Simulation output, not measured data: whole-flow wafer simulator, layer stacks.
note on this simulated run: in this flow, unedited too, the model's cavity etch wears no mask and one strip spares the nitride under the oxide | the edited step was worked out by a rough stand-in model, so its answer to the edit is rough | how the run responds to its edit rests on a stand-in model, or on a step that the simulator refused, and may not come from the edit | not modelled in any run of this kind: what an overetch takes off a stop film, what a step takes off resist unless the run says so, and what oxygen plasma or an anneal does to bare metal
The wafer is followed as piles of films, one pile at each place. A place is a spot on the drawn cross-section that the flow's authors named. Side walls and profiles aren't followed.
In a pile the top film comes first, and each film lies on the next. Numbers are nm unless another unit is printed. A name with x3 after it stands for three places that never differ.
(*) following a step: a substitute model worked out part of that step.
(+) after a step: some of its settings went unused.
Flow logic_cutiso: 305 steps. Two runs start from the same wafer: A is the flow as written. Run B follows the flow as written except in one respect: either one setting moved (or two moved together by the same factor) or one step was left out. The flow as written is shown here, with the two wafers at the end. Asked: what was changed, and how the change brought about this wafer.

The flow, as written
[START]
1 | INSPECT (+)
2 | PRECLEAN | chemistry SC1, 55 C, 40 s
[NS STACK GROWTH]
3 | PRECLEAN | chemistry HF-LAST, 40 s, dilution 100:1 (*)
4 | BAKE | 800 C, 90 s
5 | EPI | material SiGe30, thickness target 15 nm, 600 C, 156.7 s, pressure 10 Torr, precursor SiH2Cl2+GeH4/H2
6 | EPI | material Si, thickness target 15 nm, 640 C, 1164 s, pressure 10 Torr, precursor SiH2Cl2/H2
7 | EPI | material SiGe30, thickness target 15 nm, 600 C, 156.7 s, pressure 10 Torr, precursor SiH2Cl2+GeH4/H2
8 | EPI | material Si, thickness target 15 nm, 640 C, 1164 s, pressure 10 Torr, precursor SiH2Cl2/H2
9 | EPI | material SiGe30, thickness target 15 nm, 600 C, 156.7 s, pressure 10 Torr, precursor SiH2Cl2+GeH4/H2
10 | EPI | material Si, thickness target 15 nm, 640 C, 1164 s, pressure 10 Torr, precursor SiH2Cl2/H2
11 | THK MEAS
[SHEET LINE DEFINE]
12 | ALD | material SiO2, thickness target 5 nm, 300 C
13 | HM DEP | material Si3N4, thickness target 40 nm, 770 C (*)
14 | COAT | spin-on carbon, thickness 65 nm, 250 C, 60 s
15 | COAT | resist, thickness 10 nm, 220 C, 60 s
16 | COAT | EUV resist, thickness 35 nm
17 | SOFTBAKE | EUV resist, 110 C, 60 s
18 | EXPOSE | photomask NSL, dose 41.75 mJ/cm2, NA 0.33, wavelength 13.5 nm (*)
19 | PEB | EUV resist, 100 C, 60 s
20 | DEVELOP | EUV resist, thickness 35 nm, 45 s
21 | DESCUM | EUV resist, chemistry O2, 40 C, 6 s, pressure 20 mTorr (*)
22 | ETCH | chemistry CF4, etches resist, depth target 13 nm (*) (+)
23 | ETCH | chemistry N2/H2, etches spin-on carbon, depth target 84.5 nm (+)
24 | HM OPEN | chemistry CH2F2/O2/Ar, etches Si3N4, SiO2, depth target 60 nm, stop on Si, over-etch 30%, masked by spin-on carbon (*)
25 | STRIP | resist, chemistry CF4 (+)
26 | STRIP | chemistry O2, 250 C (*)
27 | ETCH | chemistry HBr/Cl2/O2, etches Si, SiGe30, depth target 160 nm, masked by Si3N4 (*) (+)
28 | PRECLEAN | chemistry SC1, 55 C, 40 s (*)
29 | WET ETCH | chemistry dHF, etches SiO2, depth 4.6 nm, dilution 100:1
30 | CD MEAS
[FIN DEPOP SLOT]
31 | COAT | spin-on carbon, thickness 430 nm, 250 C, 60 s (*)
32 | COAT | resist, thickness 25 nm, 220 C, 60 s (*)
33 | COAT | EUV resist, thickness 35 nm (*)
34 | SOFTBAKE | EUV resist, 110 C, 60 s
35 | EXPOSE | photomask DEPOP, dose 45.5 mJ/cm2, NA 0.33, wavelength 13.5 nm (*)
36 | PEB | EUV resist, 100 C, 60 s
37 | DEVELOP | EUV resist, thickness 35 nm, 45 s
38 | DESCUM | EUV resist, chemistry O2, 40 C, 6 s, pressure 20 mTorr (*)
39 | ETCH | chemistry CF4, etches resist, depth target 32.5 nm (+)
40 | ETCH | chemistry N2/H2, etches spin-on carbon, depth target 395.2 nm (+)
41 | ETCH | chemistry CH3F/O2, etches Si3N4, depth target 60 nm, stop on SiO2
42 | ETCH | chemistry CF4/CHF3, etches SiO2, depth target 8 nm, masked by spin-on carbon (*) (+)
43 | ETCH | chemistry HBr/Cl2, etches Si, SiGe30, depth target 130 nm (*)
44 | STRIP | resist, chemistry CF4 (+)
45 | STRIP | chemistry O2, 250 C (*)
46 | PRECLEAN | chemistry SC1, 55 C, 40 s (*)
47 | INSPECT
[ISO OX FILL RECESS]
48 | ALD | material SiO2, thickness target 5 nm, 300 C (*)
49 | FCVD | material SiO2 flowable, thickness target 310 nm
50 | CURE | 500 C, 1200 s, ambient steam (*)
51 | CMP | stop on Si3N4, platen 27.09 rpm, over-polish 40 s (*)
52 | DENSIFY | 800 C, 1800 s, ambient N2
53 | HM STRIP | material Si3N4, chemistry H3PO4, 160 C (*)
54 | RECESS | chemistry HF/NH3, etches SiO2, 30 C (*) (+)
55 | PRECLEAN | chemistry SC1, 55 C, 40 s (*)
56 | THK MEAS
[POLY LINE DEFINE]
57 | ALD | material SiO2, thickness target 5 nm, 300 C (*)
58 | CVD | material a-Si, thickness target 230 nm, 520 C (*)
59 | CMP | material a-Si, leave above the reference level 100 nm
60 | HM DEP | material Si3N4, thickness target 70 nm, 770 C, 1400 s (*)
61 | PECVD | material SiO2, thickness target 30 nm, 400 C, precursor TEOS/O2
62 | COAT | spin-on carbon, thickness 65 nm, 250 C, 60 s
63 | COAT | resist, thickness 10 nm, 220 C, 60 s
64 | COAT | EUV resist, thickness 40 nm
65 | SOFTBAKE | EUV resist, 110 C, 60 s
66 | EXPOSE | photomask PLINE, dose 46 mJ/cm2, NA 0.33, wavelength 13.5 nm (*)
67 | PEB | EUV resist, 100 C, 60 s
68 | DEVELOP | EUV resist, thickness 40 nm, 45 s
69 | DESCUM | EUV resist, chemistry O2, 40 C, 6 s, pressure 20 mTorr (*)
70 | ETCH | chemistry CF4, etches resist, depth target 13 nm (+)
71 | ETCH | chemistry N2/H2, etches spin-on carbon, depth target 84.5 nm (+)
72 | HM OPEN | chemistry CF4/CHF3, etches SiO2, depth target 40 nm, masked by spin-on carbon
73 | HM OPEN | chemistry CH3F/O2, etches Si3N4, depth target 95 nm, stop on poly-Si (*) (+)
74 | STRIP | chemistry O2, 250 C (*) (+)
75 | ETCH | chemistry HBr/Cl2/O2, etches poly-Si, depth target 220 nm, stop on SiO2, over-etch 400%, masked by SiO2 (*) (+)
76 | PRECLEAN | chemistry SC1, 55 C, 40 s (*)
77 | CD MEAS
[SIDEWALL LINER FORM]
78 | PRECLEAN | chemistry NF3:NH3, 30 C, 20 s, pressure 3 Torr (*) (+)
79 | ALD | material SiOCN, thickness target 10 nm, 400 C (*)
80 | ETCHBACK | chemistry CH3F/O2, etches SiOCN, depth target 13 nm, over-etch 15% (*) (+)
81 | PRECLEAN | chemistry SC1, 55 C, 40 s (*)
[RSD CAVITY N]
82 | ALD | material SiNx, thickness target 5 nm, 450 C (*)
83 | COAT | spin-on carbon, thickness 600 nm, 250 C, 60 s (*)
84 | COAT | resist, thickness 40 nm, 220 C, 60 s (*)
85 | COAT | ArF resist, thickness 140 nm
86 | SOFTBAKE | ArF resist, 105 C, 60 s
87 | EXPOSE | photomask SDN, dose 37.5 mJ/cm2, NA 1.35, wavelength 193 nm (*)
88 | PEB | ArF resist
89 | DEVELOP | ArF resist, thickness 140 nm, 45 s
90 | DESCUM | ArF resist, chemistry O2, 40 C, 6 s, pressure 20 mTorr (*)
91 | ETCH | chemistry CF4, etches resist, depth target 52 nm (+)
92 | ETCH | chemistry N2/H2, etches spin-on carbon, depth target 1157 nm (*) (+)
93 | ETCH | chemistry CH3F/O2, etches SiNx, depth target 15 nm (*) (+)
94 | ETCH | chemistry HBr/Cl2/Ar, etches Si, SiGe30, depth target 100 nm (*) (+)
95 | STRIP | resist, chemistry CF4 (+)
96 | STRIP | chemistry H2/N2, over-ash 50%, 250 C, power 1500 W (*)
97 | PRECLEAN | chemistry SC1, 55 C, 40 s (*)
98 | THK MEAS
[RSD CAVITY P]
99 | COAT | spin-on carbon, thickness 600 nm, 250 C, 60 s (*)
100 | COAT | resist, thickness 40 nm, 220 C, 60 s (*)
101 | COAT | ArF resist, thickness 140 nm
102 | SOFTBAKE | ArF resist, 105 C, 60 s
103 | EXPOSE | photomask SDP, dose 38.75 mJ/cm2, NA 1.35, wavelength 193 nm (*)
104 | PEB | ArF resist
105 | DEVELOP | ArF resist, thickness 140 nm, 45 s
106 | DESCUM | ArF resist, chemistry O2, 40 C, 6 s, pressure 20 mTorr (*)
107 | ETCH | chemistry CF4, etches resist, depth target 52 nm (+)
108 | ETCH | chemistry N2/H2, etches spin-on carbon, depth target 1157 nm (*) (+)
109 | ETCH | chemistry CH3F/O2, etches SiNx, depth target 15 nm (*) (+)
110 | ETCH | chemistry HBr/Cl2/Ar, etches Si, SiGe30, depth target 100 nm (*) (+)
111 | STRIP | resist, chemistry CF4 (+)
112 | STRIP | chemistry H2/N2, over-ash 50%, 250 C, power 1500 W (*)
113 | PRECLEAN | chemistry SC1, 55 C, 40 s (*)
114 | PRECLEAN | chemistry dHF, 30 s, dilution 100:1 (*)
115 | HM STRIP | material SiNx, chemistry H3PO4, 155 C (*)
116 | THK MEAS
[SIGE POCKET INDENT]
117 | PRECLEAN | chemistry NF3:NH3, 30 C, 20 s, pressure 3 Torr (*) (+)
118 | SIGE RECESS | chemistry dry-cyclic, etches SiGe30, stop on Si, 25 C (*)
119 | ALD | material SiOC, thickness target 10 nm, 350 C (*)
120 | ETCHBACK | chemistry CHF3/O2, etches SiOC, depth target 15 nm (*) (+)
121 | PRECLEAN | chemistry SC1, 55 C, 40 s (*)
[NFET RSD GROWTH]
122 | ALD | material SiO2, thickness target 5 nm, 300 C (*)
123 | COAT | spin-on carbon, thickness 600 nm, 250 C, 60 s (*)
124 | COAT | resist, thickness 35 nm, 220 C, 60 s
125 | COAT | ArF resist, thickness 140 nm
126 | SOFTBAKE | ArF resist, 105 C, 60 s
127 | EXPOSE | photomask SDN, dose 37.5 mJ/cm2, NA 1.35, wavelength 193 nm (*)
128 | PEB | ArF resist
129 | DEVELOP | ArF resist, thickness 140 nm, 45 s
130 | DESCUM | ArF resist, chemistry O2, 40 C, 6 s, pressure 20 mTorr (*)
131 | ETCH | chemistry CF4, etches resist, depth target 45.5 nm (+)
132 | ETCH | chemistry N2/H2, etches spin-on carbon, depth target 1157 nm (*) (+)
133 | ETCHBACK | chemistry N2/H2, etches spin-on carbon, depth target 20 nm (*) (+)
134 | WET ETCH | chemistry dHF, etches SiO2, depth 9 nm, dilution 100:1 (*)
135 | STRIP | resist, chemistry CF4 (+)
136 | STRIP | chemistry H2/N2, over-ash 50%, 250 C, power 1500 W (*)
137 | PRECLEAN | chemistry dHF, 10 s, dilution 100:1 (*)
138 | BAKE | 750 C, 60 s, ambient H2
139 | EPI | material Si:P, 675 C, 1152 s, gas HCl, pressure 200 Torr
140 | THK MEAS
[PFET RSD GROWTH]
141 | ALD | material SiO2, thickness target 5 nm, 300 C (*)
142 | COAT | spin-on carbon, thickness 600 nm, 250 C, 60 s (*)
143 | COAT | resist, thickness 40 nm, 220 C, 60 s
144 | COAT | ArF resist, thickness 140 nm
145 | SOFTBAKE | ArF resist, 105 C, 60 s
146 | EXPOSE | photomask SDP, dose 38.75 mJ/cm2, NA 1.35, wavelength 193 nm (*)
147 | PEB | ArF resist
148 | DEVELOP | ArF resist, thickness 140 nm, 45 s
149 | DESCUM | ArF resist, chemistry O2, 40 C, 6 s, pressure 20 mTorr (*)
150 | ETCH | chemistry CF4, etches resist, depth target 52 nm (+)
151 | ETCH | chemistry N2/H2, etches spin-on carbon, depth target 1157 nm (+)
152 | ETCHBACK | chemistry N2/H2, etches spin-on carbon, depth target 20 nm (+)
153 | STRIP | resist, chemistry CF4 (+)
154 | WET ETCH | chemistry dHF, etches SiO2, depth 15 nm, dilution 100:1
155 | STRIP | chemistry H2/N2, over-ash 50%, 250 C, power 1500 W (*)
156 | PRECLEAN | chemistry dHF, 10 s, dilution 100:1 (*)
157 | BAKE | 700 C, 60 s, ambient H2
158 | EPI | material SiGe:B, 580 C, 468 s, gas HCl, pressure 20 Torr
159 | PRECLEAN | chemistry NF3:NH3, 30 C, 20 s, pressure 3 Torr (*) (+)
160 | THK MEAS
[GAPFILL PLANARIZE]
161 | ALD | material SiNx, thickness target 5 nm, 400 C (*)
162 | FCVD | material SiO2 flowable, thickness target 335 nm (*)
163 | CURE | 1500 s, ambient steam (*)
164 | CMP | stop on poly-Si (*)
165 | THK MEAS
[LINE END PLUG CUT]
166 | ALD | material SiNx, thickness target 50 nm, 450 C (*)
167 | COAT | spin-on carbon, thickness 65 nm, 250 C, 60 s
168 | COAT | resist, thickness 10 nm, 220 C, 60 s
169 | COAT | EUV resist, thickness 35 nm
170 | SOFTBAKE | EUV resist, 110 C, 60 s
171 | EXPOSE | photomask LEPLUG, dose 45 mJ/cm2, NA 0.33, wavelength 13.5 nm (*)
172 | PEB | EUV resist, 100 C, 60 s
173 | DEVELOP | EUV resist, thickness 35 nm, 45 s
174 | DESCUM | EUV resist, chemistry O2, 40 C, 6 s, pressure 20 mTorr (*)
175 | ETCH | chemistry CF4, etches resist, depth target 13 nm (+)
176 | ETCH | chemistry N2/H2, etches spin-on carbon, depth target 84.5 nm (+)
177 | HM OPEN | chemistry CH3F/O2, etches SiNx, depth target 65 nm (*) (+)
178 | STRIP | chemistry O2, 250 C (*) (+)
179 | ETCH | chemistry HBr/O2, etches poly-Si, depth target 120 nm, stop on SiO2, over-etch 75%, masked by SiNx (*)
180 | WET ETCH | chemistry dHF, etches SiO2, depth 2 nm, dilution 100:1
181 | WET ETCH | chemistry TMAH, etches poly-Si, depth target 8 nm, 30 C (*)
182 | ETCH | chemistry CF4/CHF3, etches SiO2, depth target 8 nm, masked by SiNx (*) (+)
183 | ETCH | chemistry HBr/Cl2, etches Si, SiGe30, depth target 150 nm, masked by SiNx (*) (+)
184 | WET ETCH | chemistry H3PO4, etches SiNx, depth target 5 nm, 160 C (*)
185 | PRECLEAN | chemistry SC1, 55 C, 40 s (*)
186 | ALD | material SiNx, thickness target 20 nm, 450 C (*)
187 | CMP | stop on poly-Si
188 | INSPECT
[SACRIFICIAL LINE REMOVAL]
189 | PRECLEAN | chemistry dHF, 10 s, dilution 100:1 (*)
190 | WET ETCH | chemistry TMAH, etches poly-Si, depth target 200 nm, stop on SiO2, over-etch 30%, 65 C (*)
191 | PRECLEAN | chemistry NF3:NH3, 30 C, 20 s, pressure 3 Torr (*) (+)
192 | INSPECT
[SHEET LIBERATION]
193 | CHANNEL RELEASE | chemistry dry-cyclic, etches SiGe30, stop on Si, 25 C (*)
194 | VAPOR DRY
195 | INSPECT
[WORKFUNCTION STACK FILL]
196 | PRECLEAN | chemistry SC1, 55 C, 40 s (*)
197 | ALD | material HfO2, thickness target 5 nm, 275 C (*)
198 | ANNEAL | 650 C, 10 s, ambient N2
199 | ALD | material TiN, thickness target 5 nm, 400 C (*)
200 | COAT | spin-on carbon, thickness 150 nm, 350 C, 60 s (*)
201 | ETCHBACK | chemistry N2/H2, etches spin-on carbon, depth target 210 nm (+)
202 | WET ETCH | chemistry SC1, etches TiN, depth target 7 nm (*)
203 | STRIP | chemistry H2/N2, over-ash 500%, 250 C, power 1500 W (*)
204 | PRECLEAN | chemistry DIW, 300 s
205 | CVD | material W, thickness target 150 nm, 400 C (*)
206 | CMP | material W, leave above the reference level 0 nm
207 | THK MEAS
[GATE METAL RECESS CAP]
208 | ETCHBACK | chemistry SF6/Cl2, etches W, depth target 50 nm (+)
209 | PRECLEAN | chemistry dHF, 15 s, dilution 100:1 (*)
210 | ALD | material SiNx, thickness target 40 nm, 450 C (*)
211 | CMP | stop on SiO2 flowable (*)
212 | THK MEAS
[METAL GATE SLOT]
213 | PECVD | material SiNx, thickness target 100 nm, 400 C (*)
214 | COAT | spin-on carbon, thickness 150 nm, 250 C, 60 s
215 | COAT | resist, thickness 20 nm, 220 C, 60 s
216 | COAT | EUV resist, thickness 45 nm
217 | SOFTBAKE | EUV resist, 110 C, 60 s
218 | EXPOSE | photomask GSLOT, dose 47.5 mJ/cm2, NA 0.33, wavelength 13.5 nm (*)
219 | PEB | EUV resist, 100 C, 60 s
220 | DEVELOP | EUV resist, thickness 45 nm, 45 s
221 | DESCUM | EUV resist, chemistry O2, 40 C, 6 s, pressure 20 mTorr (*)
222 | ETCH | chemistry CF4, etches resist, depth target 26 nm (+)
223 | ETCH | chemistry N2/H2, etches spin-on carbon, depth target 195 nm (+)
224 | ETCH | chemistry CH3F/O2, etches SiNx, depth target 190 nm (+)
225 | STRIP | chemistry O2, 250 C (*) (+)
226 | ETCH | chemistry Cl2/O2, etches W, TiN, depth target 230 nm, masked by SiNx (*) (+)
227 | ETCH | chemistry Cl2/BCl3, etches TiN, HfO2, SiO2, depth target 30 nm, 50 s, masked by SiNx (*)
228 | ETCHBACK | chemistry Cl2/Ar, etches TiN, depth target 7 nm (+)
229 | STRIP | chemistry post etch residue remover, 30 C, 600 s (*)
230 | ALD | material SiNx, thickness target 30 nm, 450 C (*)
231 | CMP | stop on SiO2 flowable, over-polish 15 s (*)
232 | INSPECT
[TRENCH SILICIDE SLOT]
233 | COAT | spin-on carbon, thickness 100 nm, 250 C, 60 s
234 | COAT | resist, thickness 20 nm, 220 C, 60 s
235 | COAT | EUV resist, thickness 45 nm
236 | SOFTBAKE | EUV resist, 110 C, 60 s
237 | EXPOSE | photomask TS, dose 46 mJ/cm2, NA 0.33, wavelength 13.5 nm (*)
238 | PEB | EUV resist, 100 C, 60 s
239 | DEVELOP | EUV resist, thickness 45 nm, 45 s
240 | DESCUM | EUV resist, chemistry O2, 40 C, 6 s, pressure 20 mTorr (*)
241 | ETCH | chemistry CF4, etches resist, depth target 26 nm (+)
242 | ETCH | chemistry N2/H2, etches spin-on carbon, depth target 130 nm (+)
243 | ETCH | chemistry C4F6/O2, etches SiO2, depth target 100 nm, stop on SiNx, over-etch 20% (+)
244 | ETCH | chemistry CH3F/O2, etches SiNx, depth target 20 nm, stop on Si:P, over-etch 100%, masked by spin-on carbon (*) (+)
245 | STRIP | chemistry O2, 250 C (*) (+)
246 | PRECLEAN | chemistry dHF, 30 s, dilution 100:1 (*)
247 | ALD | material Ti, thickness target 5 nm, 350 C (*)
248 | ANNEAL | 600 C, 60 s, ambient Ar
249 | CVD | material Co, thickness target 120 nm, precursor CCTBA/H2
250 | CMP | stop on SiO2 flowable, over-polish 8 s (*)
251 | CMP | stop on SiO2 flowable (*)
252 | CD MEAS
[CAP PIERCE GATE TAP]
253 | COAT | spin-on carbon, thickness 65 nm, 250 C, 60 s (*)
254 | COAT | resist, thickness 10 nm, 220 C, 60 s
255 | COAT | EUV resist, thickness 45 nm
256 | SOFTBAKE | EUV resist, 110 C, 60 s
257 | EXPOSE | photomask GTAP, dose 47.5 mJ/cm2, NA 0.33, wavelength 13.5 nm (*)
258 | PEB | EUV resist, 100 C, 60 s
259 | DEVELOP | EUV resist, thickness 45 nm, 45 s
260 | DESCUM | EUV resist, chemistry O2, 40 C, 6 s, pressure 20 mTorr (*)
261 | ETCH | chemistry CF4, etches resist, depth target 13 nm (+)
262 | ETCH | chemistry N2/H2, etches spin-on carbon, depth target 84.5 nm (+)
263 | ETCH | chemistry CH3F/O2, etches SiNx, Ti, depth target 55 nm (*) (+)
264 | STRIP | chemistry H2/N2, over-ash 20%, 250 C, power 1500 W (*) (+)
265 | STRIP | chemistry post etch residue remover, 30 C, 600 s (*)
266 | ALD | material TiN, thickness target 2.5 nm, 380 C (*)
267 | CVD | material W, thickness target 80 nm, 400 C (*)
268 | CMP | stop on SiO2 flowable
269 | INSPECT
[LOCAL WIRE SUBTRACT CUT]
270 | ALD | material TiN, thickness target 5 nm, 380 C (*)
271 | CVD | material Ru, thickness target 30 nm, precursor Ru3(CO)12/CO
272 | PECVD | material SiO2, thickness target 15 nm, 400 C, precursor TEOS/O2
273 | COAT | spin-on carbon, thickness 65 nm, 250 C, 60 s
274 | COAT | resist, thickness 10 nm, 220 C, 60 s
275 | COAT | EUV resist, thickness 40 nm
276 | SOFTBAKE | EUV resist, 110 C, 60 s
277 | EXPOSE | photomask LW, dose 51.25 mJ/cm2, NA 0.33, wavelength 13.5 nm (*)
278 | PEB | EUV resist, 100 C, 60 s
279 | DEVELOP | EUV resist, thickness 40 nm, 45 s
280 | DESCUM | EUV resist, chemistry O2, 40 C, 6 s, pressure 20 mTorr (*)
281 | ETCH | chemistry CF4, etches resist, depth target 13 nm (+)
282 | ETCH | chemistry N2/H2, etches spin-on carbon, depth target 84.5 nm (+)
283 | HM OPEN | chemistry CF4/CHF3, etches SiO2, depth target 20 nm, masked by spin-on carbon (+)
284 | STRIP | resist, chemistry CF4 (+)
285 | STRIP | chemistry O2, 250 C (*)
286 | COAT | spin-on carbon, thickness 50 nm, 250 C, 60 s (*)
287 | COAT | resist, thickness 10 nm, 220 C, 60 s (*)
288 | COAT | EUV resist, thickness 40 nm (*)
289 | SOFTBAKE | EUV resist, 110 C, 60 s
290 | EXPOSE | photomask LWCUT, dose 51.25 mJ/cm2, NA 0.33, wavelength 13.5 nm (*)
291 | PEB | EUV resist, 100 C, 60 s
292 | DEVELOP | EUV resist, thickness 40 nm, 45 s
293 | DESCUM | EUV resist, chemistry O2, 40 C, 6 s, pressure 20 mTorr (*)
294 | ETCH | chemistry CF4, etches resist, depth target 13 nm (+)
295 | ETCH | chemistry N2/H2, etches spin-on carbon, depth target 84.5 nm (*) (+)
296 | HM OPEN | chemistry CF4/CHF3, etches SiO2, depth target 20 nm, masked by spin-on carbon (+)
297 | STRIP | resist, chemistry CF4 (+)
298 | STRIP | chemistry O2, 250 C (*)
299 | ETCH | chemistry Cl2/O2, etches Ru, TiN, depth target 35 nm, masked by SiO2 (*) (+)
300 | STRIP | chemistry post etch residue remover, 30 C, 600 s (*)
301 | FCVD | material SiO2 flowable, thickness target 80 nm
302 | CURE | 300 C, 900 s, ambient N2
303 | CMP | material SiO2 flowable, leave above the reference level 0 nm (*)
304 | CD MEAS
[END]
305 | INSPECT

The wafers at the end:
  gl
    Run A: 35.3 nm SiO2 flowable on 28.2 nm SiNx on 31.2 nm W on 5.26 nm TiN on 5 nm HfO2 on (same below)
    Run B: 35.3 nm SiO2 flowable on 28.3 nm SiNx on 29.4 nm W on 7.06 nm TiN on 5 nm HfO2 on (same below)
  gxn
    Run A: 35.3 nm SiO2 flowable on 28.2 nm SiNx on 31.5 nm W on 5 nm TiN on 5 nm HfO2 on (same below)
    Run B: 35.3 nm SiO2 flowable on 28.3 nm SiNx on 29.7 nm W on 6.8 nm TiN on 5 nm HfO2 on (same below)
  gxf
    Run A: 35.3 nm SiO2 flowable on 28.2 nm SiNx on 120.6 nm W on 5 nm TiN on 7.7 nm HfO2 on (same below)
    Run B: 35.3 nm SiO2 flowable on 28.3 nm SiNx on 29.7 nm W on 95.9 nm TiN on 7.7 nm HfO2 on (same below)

Cause: step 199, ALD: thickness target 6.8 nm was run, while the flow as written has thickness target 5 nm.
The wafer itself shows it: gxn has TiN 6.8, and step 199 as written asks for 5 nm.

How this came from the change, step by step:
  199 | ALD | material TiN, thickness target 5 nm, 400 C (*)
      depop, dpovl, iso and 11 more: A TiN gains 5 (new film) | B TiN gains 6.8 (new film)
      gl, glp, tap: A TiN gains 5.26 (new film), TiN gains 4.49 (new film), cavity loses 4.49 (all of it), TiN gains 4.49 (new film), cavity loses 4.49 (all of it), TiN gains 4.49 (new film), cavity loses 4.49 (all of it) | B TiN gains 7.06 (new film), TiN gains 4.49 (new film), cavity loses 4.49 (all of it), TiN gains 4.49 (new film), cavity loses 4.49 (all of it), TiN gains 4.49 (new film), cavity loses 4.49 (all of it)
      (and at 5 other places as well)
  200 | COAT | spin-on carbon, thickness 150 nm, 350 C, 60 s (*)
      gxn, gxp: A spin-on carbon gains 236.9 (new film) | B spin-on carbon gains 241.9 (new film)
      lnr, lnrp: A spin-on carbon gains 133.9 (new film) | B spin-on carbon gains 138.6 (new film)
      (and at 11 other places as well)
  201 | ETCHBACK | chemistry N2/H2, etches spin-on carbon, depth target 210 nm (+)
      lnr, lnrp: A spin-on carbon loses 133.9 (all of it) | B spin-on carbon loses 138.6 (all of it)
      rsdn, rsdw: A spin-on carbon loses 145.8 (all of it) | B spin-on carbon loses 150.6 (all of it)
      (and at 8 other places as well)
  202 | WET ETCH | chemistry SC1, etches TiN, depth target 7 nm (*)
      depop, dpovl, iso and 12 more: A TiN loses 5 (all of it) | B TiN loses 6.8 (all of it)
  203 | STRIP | chemistry H2/N2, over-ash 500%, 250 C, power 1500 W (*)
      gl, glp: A spin-on carbon loses 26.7 (all of it) | B spin-on carbon loses 31.6 (all of it)
      gxn, gxp: A spin-on carbon loses 26.8 (all of it) | B spin-on carbon loses 31.7 (all of it)
      (and at 3 other places as well)
  205 | CVD | material W, thickness target 150 nm, 400 C (*)
      gxf: A W gains 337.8 (new film) | B W gains 246.9 (new film)
  226 | ETCH | chemistry Cl2/O2, etches W, TiN, depth target 230 nm, masked by SiNx (*) (+)
      gfld: A W loses 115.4 (all of it), TiN loses 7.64 (all of it), HfO2 loses 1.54 | B W loses 113.6 (all of it), TiN loses 9.44 (all of it), HfO2 loses 1.54
